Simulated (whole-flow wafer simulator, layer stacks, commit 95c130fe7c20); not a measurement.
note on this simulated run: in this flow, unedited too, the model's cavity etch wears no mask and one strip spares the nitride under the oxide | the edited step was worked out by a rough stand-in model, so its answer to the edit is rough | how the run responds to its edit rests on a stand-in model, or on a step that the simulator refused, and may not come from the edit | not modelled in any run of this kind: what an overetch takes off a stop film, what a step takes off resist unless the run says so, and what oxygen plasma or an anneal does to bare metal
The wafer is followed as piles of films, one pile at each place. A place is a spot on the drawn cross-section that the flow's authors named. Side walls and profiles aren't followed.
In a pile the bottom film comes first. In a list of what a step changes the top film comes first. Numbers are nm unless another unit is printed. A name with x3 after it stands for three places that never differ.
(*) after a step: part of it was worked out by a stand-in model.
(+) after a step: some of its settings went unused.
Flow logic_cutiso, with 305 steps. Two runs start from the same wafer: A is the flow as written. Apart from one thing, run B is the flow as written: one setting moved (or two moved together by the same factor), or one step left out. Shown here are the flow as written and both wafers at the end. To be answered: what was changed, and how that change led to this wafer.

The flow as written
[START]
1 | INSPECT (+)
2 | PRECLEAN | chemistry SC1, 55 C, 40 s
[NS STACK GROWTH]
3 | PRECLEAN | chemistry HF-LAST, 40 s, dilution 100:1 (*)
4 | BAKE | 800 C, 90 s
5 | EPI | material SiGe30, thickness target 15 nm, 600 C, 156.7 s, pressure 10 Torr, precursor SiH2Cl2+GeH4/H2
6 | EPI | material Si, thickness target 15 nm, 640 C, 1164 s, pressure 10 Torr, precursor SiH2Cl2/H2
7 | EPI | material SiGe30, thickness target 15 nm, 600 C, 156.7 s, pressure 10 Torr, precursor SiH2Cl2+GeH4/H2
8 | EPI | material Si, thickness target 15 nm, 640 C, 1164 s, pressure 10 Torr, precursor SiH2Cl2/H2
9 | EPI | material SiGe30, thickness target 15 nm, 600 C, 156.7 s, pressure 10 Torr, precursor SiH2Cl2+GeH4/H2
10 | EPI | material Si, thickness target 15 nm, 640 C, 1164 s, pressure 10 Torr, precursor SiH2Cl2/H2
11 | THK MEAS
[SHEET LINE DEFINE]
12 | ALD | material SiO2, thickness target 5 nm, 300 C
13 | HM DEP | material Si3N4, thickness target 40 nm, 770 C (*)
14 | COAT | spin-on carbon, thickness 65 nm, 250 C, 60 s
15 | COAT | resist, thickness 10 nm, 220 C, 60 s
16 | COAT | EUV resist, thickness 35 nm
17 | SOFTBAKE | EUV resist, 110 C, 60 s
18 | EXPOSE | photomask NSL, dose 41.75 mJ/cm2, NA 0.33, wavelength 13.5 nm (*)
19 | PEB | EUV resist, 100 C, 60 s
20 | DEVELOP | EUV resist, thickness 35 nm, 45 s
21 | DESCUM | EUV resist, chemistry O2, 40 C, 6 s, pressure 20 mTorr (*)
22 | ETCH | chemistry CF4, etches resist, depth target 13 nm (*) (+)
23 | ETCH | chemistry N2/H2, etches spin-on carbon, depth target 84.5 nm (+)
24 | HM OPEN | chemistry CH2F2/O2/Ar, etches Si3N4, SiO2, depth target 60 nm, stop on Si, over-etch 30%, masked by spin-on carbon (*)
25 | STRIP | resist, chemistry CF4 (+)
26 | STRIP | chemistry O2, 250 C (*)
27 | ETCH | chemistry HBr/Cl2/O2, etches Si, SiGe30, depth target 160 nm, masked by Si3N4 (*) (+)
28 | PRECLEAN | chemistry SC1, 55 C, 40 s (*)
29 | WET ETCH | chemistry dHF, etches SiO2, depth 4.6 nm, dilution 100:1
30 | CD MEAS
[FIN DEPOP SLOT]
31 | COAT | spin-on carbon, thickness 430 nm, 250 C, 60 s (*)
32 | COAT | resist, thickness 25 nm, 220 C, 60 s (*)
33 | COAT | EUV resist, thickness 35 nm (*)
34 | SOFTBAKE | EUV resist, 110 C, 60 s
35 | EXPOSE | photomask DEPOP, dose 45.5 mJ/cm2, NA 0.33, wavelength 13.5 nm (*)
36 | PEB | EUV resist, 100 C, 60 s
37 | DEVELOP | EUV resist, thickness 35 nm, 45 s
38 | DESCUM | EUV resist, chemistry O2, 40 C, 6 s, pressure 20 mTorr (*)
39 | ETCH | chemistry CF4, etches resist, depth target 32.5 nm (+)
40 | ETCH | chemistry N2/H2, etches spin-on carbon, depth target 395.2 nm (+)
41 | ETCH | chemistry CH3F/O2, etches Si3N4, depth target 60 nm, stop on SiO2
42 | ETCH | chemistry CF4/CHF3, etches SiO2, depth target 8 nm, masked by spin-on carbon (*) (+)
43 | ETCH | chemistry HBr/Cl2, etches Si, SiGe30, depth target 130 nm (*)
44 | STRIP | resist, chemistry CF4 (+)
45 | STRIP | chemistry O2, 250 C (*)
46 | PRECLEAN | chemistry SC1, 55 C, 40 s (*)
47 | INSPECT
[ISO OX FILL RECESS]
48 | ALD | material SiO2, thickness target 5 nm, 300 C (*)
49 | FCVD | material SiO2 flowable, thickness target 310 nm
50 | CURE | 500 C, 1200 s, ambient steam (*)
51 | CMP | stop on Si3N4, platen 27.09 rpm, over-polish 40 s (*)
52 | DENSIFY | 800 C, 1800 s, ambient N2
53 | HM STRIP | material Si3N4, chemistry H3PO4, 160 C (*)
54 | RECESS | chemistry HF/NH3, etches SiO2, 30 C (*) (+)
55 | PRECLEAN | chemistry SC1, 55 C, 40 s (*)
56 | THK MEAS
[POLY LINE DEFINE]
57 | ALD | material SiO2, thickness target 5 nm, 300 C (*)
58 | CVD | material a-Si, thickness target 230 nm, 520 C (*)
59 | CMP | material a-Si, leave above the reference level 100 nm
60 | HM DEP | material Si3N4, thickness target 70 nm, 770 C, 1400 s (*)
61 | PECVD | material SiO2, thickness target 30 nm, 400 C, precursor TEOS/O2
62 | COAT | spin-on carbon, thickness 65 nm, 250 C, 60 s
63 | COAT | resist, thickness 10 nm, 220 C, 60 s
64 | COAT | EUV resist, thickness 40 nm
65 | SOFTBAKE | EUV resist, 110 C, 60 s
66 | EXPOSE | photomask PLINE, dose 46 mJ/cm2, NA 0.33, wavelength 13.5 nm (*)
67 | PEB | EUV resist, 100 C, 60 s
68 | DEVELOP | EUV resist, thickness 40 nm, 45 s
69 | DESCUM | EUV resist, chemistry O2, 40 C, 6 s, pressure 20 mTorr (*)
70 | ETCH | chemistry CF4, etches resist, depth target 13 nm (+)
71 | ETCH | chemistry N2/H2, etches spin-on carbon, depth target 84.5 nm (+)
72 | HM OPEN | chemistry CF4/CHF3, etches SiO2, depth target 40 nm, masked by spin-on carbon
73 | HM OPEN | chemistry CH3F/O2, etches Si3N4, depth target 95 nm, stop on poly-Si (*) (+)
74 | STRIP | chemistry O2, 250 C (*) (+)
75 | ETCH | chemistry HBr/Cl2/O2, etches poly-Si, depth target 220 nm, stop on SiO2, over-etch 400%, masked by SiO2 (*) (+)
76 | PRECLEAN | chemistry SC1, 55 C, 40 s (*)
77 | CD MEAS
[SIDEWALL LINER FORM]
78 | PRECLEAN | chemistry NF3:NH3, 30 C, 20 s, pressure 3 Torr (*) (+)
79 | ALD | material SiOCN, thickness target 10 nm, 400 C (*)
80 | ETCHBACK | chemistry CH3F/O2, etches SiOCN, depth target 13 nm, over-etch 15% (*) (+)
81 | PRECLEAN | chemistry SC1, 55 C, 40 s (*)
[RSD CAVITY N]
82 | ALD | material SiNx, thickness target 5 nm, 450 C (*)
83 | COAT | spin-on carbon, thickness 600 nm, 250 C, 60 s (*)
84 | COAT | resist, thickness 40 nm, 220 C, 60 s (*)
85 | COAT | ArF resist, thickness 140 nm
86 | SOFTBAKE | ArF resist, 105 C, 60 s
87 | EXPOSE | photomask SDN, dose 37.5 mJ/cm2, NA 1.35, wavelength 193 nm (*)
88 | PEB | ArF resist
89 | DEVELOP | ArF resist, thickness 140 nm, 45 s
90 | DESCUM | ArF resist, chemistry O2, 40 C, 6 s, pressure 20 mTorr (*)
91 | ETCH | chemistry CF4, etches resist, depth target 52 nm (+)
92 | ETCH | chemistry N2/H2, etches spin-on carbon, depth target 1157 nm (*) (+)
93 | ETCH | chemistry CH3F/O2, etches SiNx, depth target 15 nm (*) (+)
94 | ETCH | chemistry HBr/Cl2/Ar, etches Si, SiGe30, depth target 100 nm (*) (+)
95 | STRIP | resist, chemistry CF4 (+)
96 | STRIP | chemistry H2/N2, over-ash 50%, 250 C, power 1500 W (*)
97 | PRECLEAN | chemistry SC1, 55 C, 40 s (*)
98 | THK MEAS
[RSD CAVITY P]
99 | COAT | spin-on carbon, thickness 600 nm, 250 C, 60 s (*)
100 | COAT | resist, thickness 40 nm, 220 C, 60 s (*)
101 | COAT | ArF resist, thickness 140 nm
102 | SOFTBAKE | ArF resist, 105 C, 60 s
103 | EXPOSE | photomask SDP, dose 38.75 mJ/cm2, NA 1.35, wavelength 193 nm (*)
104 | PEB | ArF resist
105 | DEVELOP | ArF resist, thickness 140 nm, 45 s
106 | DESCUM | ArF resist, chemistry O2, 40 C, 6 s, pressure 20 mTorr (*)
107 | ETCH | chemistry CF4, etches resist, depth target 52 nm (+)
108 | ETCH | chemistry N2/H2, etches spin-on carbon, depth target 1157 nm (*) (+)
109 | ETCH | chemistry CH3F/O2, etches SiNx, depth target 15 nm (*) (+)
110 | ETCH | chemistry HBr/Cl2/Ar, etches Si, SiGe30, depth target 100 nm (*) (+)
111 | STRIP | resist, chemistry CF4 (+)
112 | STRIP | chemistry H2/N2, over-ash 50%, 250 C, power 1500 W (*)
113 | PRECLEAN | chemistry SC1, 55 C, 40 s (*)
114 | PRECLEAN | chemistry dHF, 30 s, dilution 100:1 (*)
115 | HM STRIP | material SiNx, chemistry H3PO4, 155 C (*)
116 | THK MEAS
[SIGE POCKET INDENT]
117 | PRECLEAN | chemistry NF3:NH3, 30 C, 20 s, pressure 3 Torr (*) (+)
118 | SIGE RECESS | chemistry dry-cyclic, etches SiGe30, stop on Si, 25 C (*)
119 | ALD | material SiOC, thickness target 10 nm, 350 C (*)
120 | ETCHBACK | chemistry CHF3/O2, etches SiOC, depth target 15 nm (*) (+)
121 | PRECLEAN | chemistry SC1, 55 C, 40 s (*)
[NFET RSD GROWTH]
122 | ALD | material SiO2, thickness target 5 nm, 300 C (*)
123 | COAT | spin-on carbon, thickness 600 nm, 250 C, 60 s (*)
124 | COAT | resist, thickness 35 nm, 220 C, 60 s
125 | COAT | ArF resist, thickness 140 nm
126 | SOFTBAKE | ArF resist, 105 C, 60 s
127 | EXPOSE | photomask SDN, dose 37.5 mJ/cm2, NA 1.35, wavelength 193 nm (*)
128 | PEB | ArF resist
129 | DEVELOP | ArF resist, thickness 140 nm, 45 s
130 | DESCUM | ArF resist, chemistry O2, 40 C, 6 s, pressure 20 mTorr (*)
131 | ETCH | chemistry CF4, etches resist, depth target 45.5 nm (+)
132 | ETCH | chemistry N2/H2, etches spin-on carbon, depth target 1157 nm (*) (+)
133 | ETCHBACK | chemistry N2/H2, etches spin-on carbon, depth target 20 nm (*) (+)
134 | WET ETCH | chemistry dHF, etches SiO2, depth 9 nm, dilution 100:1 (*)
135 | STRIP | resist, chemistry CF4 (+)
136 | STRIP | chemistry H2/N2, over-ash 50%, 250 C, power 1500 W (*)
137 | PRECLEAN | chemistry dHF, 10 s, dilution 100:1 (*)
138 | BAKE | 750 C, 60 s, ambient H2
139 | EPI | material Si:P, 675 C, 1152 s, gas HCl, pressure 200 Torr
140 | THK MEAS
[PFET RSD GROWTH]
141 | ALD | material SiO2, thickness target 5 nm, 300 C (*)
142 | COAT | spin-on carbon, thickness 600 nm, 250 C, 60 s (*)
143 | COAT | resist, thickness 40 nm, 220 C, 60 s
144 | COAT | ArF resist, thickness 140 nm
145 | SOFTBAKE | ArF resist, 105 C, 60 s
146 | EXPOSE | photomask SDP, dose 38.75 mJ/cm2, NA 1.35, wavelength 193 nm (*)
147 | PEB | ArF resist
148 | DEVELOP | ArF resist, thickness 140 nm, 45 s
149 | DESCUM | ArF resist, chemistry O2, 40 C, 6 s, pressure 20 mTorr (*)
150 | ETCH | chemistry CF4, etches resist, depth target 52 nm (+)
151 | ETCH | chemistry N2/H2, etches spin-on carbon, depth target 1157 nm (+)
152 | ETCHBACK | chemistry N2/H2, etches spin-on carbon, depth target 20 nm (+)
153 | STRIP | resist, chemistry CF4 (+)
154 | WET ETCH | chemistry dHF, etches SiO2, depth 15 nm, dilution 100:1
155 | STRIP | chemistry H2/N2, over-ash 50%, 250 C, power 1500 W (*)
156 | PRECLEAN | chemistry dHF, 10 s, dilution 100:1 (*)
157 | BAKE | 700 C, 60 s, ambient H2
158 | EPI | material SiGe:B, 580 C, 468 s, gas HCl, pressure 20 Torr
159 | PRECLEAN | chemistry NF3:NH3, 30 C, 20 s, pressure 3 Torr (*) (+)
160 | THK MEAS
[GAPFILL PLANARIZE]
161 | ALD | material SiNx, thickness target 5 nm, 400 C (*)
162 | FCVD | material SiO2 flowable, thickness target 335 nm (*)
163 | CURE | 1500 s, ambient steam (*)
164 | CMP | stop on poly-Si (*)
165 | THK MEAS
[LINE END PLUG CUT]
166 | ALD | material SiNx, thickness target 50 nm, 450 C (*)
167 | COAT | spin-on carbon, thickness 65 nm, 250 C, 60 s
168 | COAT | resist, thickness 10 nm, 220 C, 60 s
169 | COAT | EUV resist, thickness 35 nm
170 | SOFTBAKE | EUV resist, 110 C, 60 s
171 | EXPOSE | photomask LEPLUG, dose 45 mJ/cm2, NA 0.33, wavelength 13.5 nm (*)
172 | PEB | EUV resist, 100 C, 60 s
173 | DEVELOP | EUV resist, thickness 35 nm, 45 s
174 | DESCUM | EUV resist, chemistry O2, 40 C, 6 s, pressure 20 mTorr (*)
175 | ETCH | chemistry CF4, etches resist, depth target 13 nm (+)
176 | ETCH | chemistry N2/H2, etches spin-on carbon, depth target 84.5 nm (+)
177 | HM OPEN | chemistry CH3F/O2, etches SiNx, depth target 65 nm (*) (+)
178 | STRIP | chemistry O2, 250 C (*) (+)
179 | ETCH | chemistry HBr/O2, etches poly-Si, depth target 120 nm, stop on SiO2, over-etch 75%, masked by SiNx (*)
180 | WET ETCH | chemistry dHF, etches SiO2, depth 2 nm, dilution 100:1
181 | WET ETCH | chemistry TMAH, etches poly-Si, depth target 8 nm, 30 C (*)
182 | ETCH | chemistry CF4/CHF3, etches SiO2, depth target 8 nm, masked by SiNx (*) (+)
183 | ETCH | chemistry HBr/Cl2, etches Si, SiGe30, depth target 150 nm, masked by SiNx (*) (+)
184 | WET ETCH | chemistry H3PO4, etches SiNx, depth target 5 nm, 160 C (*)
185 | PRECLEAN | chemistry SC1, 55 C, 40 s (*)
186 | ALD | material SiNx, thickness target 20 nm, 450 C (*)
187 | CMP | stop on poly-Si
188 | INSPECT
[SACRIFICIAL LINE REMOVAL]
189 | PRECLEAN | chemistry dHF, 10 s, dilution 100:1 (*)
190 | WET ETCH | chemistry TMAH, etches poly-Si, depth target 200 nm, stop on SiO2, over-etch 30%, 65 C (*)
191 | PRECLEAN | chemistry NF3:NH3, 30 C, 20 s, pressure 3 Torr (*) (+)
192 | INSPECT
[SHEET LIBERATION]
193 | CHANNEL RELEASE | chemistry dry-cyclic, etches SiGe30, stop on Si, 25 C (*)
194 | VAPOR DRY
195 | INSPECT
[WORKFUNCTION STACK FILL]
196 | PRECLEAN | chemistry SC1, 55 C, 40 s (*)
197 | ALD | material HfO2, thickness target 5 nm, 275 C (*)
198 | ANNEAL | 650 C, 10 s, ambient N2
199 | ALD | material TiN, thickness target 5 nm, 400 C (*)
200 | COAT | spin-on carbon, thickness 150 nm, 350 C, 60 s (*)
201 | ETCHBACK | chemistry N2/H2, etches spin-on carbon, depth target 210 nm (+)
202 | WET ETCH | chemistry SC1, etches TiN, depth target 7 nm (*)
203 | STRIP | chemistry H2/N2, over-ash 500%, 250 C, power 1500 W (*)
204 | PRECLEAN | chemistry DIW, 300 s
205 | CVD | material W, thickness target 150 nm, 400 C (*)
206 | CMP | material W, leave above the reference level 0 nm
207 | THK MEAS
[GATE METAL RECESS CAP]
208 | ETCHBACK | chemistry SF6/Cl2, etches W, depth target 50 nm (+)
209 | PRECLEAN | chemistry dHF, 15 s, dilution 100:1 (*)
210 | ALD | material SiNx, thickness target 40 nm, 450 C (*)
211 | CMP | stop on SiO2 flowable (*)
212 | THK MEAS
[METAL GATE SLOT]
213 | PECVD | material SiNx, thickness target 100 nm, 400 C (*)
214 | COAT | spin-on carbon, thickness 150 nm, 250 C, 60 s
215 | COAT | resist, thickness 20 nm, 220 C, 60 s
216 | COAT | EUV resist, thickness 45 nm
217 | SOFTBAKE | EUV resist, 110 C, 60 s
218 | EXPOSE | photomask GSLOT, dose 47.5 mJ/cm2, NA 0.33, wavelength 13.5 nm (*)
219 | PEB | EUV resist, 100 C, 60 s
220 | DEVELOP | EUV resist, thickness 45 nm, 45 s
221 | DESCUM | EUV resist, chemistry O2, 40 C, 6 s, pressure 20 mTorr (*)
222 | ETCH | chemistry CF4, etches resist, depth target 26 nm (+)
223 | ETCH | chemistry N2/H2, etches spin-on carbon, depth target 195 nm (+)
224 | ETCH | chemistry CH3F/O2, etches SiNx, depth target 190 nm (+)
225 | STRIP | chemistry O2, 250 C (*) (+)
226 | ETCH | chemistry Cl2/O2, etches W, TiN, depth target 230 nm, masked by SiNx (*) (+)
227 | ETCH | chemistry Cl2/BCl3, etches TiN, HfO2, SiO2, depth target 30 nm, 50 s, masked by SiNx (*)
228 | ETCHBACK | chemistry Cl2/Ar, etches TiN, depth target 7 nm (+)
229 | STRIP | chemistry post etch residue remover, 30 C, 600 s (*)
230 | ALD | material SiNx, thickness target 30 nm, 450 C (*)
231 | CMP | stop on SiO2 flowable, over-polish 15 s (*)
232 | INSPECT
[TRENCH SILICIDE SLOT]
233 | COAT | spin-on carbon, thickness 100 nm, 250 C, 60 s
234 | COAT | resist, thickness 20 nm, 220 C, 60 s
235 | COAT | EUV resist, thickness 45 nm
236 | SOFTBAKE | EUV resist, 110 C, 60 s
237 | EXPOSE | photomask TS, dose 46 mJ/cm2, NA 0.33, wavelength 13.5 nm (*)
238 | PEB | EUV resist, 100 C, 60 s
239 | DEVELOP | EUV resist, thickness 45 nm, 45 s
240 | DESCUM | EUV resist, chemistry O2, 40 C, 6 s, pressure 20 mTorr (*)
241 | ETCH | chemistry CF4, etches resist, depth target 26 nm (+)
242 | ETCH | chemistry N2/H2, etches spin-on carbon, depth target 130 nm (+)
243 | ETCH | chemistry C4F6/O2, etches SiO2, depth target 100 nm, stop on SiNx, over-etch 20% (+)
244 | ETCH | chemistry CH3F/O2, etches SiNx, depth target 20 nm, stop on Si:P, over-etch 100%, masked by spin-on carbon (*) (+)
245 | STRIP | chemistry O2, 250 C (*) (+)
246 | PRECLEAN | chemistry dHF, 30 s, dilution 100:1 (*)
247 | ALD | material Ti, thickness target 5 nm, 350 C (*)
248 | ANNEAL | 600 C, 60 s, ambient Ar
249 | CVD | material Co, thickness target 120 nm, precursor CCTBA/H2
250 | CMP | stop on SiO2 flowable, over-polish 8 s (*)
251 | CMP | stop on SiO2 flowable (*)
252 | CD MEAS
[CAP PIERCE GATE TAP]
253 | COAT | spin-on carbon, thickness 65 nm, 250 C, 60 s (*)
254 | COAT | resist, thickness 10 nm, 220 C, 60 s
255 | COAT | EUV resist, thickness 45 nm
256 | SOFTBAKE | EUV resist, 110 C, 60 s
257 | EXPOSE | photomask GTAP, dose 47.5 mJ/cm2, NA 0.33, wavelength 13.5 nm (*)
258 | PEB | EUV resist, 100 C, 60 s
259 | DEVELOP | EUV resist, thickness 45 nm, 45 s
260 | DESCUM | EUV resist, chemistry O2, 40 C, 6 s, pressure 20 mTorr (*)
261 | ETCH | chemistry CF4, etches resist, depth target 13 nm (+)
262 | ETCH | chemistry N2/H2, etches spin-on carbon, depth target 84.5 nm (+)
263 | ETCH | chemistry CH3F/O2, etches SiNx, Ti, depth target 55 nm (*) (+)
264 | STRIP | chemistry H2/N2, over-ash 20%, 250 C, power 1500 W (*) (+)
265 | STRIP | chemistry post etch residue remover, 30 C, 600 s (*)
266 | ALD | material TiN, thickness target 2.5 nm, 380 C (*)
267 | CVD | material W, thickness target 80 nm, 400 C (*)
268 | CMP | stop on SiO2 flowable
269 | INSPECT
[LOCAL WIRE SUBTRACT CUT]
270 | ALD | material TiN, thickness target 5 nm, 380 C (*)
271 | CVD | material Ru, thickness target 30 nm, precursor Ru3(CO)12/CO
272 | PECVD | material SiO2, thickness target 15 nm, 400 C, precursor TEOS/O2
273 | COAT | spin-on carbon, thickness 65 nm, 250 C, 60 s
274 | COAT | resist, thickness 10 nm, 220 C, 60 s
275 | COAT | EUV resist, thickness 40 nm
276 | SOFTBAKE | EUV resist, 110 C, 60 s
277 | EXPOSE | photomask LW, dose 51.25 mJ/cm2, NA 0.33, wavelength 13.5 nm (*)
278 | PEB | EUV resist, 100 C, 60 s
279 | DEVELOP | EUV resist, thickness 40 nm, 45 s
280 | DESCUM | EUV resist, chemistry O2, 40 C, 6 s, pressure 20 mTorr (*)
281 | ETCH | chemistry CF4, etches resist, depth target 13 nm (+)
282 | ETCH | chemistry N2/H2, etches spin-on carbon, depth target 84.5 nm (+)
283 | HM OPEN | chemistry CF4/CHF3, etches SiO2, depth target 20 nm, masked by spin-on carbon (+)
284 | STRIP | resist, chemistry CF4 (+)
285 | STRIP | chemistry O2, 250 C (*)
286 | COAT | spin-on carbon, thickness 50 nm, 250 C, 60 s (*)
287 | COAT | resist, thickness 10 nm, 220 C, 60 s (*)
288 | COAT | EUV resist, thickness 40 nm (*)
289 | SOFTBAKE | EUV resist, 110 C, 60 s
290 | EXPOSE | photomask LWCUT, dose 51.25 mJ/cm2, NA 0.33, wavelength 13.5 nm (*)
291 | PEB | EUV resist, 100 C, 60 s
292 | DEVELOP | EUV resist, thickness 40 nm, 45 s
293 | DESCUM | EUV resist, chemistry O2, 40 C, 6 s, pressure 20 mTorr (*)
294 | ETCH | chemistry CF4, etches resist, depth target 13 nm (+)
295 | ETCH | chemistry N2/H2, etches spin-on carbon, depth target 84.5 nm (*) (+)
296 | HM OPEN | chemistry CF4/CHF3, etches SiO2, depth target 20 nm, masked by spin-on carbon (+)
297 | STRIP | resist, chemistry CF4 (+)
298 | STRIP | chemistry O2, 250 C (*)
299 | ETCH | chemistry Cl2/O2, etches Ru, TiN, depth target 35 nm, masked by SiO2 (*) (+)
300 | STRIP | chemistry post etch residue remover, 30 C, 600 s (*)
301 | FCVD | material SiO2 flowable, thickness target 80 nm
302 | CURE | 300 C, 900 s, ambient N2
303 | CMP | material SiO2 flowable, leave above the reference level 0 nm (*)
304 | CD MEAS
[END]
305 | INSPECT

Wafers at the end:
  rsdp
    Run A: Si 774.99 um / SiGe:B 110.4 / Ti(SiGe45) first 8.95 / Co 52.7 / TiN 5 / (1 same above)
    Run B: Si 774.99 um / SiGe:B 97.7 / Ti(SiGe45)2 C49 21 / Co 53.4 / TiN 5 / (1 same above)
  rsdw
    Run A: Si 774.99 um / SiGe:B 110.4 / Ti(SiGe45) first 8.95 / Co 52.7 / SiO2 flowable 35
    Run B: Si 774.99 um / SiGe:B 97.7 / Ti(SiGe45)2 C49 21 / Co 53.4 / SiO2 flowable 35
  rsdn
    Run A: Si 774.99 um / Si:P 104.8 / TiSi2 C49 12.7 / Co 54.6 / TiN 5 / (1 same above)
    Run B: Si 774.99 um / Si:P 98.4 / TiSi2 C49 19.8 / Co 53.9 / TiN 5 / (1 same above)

The reason: step 247, ALD: thickness target 7.8 nm was run, whereas the flow has thickness target 5 nm.

How this came from the change, step by step:
  247 | ALD | material Ti, thickness target 5 nm, 350 C (*)
      depop, dpovl, gfld and 19 more: A Ti gains 5 (new film) | B Ti gains 7.8 (new film)
  248 | ANNEAL | 600 C, 60 s, ambient Ar
      rsdp, rsdw: A Ti(SiGe45) first gains 8.95 (new film), Ti loses 5 (all of it), SiGe:B loses 5.98 | B Ti(SiGe45)2 C49 gains 21 (new film), Ti loses 7.8 (all of it), SiGe:B loses 18.7
      rsdn: A TiSi2 C49 gains 12.7 (new film), Ti loses 5 (all of it), Si:P loses 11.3 | B TiSi2 C49 gains 19.8 (new film), Ti loses 7.8 (all of it), Si:P loses 17.7
  250 | CMP | stop on SiO2 flowable, over-polish 8 s (*)
      iso: A Co loses 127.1 | B Co loses 128.3 (all of it), Ti loses 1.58
      rsdx: A Co loses 127.9 (all of it) | B Co loses 127.9 (all of it), Ti loses 2.65
      (as well as at 20 more places)
  251 | CMP | stop on SiO2 flowable (*)
      iso: A Co loses 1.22 (all of it), Ti loses 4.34 | B Ti loses 5.55
